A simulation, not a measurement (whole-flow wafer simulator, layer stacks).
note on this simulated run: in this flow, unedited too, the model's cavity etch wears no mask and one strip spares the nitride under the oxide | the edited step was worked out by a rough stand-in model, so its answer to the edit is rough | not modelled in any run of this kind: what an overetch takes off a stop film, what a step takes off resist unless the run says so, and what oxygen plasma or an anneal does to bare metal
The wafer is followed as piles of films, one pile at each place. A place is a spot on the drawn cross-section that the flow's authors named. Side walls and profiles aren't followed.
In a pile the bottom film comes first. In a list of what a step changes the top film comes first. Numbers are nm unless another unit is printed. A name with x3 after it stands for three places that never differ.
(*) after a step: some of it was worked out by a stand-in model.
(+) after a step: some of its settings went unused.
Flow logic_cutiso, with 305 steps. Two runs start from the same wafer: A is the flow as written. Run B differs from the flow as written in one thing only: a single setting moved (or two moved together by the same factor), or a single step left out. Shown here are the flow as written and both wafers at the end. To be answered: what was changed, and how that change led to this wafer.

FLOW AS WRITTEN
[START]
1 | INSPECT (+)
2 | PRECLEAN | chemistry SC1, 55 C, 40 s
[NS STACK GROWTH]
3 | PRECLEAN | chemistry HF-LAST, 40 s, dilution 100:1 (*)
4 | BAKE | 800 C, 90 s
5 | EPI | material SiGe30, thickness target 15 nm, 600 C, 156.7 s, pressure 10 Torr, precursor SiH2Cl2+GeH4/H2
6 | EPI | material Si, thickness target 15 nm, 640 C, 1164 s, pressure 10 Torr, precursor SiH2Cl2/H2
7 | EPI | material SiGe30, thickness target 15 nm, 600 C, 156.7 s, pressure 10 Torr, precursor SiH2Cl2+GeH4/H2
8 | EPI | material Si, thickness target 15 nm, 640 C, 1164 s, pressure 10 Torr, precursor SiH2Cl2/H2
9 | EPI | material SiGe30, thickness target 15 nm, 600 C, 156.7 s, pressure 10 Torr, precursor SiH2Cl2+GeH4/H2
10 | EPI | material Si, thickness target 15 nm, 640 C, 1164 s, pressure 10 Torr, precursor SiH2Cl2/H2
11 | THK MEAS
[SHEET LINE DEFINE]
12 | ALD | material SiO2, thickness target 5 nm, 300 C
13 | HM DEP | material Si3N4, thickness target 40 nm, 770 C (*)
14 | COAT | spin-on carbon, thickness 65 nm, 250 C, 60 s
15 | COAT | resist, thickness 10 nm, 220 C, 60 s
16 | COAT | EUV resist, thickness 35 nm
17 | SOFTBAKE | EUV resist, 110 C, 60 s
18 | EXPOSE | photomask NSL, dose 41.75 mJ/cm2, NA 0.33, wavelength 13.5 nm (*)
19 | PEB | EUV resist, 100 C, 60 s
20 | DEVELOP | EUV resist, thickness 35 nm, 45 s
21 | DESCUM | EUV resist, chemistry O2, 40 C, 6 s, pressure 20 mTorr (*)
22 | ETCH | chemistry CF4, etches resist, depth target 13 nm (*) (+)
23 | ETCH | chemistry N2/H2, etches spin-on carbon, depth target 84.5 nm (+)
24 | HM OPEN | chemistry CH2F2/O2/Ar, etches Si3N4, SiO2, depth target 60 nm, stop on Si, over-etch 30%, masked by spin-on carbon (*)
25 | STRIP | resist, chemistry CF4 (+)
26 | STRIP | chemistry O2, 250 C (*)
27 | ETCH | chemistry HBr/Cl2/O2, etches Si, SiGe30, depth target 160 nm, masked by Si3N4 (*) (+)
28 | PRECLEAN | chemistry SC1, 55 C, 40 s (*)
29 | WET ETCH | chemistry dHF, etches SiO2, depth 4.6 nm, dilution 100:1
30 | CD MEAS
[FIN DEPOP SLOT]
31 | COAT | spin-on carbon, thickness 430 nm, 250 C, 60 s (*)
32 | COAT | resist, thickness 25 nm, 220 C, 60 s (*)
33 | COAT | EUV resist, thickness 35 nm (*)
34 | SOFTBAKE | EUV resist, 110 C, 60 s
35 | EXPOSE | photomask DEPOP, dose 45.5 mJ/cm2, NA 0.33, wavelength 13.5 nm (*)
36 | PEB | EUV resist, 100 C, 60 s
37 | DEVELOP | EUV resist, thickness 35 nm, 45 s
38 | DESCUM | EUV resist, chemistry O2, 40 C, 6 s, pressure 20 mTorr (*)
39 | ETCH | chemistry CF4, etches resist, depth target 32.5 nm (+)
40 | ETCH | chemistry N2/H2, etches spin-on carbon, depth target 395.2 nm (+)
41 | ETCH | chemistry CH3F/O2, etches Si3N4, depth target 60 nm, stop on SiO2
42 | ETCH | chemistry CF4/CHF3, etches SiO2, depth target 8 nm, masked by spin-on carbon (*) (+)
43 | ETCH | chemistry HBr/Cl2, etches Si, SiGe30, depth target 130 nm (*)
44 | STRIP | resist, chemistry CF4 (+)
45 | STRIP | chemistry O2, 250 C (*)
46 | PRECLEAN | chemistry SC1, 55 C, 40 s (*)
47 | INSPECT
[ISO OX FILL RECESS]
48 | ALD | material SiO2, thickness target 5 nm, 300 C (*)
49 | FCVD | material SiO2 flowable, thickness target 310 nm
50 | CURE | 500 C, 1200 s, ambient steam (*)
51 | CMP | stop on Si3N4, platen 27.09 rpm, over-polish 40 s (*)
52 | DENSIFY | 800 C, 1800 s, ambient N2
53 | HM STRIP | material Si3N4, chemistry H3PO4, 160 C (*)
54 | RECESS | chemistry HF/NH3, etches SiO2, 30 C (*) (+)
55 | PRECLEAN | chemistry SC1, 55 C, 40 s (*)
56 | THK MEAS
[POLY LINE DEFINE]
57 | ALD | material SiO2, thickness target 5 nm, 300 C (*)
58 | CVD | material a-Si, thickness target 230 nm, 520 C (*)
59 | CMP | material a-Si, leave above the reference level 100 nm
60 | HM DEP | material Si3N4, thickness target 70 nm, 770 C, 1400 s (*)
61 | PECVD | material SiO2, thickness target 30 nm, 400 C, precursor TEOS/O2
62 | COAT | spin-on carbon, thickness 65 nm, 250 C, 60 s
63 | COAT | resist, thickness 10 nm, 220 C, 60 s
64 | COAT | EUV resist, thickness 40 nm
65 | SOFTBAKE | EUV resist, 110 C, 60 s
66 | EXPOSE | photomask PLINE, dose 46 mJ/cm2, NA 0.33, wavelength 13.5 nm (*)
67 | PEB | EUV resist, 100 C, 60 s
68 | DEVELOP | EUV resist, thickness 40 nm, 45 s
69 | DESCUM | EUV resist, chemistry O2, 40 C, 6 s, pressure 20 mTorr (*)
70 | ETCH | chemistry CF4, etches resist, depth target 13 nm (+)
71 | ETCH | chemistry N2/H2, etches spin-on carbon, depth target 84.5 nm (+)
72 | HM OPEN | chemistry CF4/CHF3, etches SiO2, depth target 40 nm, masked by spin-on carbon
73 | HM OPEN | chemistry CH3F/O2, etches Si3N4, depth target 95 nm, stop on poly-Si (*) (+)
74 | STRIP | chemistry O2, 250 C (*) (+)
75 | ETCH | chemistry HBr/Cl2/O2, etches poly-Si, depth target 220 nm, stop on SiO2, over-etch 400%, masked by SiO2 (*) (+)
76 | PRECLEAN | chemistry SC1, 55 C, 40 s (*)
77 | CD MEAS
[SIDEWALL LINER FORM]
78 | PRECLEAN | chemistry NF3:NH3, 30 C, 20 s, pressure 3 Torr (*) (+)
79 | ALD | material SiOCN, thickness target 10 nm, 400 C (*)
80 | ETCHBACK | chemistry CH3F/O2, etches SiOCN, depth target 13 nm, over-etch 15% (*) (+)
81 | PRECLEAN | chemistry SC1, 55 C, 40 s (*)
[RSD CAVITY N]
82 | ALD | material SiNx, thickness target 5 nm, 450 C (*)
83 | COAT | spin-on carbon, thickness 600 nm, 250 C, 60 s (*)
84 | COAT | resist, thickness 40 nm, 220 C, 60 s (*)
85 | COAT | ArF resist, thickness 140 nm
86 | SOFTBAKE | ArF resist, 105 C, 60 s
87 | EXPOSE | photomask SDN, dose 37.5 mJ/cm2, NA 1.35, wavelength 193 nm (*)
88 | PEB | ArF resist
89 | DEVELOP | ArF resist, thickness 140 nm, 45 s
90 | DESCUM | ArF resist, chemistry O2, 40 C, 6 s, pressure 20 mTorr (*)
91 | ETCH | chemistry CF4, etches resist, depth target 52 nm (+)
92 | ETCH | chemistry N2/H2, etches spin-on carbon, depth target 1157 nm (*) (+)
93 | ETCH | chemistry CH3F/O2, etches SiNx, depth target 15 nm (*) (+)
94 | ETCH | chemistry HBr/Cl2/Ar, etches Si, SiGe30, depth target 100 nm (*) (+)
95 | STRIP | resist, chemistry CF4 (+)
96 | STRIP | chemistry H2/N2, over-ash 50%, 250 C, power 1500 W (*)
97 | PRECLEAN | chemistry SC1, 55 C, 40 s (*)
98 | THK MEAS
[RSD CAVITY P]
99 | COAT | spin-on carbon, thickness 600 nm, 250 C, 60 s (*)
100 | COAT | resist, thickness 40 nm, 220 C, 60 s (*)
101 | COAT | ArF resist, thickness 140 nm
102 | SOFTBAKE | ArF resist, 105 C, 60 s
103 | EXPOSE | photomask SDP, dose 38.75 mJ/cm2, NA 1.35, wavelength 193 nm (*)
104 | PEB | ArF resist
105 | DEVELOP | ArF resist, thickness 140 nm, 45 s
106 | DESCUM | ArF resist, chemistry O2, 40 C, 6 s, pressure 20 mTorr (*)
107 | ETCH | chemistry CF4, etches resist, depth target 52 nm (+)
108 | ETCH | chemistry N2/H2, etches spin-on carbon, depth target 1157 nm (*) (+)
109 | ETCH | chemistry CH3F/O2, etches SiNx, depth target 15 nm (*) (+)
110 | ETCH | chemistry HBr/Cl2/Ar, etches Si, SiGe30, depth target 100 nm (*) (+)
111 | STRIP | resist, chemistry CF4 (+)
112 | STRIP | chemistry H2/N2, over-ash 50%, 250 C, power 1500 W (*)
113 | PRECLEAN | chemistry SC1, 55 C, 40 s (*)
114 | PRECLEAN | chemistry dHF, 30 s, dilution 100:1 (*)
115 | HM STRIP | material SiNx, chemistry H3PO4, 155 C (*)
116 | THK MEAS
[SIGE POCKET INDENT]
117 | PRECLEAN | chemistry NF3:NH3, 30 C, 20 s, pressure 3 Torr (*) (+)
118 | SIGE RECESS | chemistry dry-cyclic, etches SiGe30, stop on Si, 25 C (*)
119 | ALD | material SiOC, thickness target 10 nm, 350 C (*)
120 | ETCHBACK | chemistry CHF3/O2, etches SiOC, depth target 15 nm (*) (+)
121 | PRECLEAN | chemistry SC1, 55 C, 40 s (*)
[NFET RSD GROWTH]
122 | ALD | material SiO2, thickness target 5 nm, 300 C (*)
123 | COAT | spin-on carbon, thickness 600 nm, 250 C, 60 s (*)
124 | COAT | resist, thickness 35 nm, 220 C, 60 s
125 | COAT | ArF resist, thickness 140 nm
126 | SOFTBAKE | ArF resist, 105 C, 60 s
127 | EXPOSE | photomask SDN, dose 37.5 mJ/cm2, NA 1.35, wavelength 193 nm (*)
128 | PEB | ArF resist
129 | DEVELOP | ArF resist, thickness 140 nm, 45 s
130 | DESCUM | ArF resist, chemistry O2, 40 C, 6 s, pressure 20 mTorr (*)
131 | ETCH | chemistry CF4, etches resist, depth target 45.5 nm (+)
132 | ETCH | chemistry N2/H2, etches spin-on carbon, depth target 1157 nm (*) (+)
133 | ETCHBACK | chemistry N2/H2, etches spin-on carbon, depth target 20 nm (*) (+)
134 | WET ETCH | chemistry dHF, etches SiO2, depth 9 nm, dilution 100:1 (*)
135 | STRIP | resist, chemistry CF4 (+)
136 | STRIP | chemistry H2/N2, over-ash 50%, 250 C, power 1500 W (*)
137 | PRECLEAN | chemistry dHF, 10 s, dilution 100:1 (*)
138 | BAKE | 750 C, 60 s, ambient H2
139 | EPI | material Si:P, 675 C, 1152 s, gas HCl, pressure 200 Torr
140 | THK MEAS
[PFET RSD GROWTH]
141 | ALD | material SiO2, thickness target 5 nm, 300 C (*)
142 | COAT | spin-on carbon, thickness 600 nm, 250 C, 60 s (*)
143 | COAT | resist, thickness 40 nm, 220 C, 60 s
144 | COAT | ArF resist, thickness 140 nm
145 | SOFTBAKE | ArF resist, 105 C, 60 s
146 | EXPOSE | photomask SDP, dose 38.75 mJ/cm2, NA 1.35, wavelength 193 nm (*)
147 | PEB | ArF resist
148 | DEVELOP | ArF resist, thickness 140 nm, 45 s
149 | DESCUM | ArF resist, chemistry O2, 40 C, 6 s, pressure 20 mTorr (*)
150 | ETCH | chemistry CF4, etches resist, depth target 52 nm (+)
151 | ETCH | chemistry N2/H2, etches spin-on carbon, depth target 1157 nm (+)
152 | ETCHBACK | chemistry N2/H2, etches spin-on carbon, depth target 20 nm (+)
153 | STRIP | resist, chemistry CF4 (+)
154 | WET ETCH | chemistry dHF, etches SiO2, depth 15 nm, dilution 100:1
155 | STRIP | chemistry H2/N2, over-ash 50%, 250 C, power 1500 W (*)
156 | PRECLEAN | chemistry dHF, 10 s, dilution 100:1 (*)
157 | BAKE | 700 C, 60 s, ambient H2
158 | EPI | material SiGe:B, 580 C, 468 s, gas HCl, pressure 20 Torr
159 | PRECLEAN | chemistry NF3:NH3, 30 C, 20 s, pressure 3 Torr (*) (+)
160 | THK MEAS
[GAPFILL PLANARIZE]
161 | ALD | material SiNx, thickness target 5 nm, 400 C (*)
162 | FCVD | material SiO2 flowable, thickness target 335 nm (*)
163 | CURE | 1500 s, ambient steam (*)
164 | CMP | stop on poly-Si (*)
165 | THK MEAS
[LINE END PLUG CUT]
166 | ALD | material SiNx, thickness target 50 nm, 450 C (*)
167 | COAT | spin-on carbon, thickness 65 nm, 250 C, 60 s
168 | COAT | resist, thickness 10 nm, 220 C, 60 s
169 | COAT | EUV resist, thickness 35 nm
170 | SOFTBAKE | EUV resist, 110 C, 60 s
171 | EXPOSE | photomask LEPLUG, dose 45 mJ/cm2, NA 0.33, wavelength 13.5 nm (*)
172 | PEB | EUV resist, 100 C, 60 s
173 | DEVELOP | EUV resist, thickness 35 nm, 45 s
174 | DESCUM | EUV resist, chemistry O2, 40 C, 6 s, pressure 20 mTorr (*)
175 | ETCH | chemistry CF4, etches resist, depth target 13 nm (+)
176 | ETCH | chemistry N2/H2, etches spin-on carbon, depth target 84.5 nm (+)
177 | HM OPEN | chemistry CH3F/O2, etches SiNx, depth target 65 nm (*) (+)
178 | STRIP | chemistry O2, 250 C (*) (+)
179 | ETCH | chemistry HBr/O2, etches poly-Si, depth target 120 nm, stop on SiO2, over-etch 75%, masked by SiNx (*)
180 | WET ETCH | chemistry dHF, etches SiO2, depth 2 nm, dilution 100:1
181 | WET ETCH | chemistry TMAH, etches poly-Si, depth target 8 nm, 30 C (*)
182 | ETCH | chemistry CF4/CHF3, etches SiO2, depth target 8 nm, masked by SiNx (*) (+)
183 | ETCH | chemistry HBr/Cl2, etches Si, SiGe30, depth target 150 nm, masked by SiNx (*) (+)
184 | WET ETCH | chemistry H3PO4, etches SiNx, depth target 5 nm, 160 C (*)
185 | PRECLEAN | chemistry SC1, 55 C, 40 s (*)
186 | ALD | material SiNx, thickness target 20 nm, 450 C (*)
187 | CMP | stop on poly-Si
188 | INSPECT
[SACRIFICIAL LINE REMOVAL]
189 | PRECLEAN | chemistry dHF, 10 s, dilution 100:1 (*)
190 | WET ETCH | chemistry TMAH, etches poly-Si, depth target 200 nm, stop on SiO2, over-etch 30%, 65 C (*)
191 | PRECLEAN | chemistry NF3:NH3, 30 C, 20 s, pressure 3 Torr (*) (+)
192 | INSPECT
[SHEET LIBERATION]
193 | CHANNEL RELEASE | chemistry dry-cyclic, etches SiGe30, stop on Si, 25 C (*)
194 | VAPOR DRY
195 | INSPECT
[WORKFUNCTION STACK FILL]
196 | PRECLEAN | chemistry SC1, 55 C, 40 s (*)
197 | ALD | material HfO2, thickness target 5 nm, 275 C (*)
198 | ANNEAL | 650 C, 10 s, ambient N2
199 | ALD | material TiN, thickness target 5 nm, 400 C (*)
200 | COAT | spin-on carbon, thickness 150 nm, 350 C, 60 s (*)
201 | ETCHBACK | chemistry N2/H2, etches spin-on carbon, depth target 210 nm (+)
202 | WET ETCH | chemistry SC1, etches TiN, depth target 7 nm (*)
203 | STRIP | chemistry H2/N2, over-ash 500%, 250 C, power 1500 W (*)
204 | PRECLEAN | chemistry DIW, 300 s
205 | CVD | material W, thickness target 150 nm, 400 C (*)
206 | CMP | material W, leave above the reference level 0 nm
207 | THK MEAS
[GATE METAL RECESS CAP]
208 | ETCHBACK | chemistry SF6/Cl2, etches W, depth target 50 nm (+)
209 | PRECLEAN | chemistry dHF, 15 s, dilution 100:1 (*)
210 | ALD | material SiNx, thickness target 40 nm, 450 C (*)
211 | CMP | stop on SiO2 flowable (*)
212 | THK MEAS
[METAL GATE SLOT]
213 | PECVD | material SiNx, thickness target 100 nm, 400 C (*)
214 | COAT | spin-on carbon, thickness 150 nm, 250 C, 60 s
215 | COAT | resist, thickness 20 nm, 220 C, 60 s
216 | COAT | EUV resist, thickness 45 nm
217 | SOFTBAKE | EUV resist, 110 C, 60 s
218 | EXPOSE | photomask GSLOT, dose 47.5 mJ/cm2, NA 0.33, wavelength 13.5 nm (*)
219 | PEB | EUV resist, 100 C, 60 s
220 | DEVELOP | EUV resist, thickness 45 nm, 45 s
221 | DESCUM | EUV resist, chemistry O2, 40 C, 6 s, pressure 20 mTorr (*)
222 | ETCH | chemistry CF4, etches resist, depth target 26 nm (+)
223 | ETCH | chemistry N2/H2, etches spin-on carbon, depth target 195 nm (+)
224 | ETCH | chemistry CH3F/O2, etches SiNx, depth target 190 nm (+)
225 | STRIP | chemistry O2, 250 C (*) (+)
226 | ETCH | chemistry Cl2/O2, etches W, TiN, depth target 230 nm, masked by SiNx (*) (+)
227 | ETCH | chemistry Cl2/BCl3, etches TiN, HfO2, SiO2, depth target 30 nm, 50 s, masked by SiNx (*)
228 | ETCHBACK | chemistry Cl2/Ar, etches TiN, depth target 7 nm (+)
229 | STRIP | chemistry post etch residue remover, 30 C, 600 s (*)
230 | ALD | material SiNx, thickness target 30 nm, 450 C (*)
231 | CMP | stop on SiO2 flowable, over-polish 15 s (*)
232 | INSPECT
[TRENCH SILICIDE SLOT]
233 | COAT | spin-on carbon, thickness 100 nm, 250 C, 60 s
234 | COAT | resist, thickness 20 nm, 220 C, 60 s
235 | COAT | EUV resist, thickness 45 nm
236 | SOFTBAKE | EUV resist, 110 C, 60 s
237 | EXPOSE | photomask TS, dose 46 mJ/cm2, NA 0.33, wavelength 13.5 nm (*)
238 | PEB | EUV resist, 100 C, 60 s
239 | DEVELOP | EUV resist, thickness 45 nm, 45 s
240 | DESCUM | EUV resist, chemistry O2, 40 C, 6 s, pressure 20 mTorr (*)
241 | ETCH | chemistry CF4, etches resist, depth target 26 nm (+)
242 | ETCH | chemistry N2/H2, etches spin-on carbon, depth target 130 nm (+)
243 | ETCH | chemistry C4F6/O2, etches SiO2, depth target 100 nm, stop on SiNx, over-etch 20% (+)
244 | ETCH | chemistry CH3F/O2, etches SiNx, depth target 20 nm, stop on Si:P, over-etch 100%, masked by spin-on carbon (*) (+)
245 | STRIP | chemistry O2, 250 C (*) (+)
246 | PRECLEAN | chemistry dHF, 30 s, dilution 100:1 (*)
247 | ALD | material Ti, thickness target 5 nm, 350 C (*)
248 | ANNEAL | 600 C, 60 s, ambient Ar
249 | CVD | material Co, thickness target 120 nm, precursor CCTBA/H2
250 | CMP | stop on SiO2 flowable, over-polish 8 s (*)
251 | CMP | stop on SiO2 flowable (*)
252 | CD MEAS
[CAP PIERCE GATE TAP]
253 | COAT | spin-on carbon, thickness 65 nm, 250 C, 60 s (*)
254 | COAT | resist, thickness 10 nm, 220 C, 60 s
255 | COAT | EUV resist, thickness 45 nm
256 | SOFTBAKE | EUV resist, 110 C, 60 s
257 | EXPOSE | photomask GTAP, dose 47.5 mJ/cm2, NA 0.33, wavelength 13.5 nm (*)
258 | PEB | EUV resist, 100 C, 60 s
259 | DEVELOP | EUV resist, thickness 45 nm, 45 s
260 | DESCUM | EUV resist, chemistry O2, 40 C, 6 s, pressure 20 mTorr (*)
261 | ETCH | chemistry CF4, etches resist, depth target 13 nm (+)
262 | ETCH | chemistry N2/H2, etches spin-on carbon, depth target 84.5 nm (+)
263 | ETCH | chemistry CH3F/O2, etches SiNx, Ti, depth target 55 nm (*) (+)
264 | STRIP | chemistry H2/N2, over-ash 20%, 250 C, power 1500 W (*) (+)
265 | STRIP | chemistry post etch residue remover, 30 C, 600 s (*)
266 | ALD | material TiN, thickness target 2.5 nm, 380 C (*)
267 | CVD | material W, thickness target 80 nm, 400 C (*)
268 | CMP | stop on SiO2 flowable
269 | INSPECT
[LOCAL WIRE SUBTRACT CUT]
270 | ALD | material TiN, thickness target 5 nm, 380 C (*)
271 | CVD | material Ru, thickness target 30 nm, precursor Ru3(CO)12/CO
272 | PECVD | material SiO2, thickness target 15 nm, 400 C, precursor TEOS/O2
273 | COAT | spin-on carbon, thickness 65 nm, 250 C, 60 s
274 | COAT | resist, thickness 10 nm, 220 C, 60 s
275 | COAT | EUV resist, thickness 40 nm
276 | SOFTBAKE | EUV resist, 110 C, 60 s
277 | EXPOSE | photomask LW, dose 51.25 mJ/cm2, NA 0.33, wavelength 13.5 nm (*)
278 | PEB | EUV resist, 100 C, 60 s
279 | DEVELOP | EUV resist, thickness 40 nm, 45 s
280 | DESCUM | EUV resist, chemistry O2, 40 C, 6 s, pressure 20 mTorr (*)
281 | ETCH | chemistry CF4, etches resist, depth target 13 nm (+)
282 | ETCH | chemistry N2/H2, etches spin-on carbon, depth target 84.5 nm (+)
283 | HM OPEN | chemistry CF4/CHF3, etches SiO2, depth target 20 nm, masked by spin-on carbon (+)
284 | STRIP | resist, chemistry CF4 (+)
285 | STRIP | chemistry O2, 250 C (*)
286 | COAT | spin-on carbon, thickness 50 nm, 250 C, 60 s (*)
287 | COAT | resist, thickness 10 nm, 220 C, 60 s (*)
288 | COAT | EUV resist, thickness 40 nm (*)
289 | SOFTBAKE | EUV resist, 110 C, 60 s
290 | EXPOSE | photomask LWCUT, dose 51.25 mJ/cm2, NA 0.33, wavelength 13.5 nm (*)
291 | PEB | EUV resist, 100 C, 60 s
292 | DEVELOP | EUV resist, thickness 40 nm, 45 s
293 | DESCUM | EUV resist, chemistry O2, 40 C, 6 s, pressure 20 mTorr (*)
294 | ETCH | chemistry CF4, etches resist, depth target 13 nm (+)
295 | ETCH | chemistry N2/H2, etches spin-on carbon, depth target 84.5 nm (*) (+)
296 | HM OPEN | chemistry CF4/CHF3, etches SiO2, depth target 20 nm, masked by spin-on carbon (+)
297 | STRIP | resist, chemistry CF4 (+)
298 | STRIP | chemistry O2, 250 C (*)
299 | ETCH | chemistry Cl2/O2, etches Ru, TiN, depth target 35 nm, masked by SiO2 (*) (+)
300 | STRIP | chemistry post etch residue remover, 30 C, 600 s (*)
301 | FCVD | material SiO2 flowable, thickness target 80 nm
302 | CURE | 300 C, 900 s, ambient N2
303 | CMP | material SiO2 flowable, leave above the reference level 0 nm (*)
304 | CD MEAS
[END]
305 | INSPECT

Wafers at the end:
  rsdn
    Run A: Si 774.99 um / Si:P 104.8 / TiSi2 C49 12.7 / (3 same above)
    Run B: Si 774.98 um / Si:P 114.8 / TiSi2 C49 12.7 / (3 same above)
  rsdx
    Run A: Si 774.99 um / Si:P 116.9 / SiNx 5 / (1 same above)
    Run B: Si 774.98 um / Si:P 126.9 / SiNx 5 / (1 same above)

Cause: step 94, ETCH: depth target 110 nm was run, while the flow as written has depth target 100 nm.

Step by step, how the change led to this:
  94 | ETCH | chemistry HBr/Cl2/Ar, etches Si, SiGe30, depth target 100 nm (*) (+)
      rsdn, rsdx: A chemical SiO2 loses 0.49 (all of it), Si loses 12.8 (all of it), SiGe30 loses 15 (all of it), Si loses 15 (all of it), SiGe30 loses 15 (all of it), Si loses 15 (all of it), SiGe30 loses 15 (all of it), Si loses 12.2 | B chemical SiO2 loses 0.49 (all of it), Si loses 12.8 (all of it), SiGe30 loses 15 (all of it), Si loses 15 (all of it), SiGe30 loses 15 (all of it), Si loses 15 (all of it), SiGe30 loses 15 (all of it), Si loses 22.2
  139 | EPI | material Si:P, 675 C, 1152 s, gas HCl, pressure 200 Torr
      rsdn, rsdx: A Si:P gains 116.9 (new film) | B Si:P gains 126.9 (new film)
  141 | ALD | material SiO2, thickness target 5 nm, 300 C (*)
      gxn: A SiO2 gains 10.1 (new film) | B SiO2 gains 6.2 (new film)
  159 | PRECLEAN | chemistry NF3:NH3, 30 C, 20 s, pressure 3 Torr (*) (+)
      gxn: A SiO2 loses 7.5 | B SiO2 loses 4.68 (all of it), Si3N4 loses 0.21
  164 | CMP | stop on poly-Si (*)
      gxn: A SiO2 flowable loses 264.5 (all of it), SiNx loses 5 (all of it), SiO2 loses 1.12 (all of it), Si3N4 loses 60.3 (all of it) | B SiO2 flowable loses 265.6 (all of it), SiNx loses 5 (all of it), Si3N4 loses 60.4 (all of it)
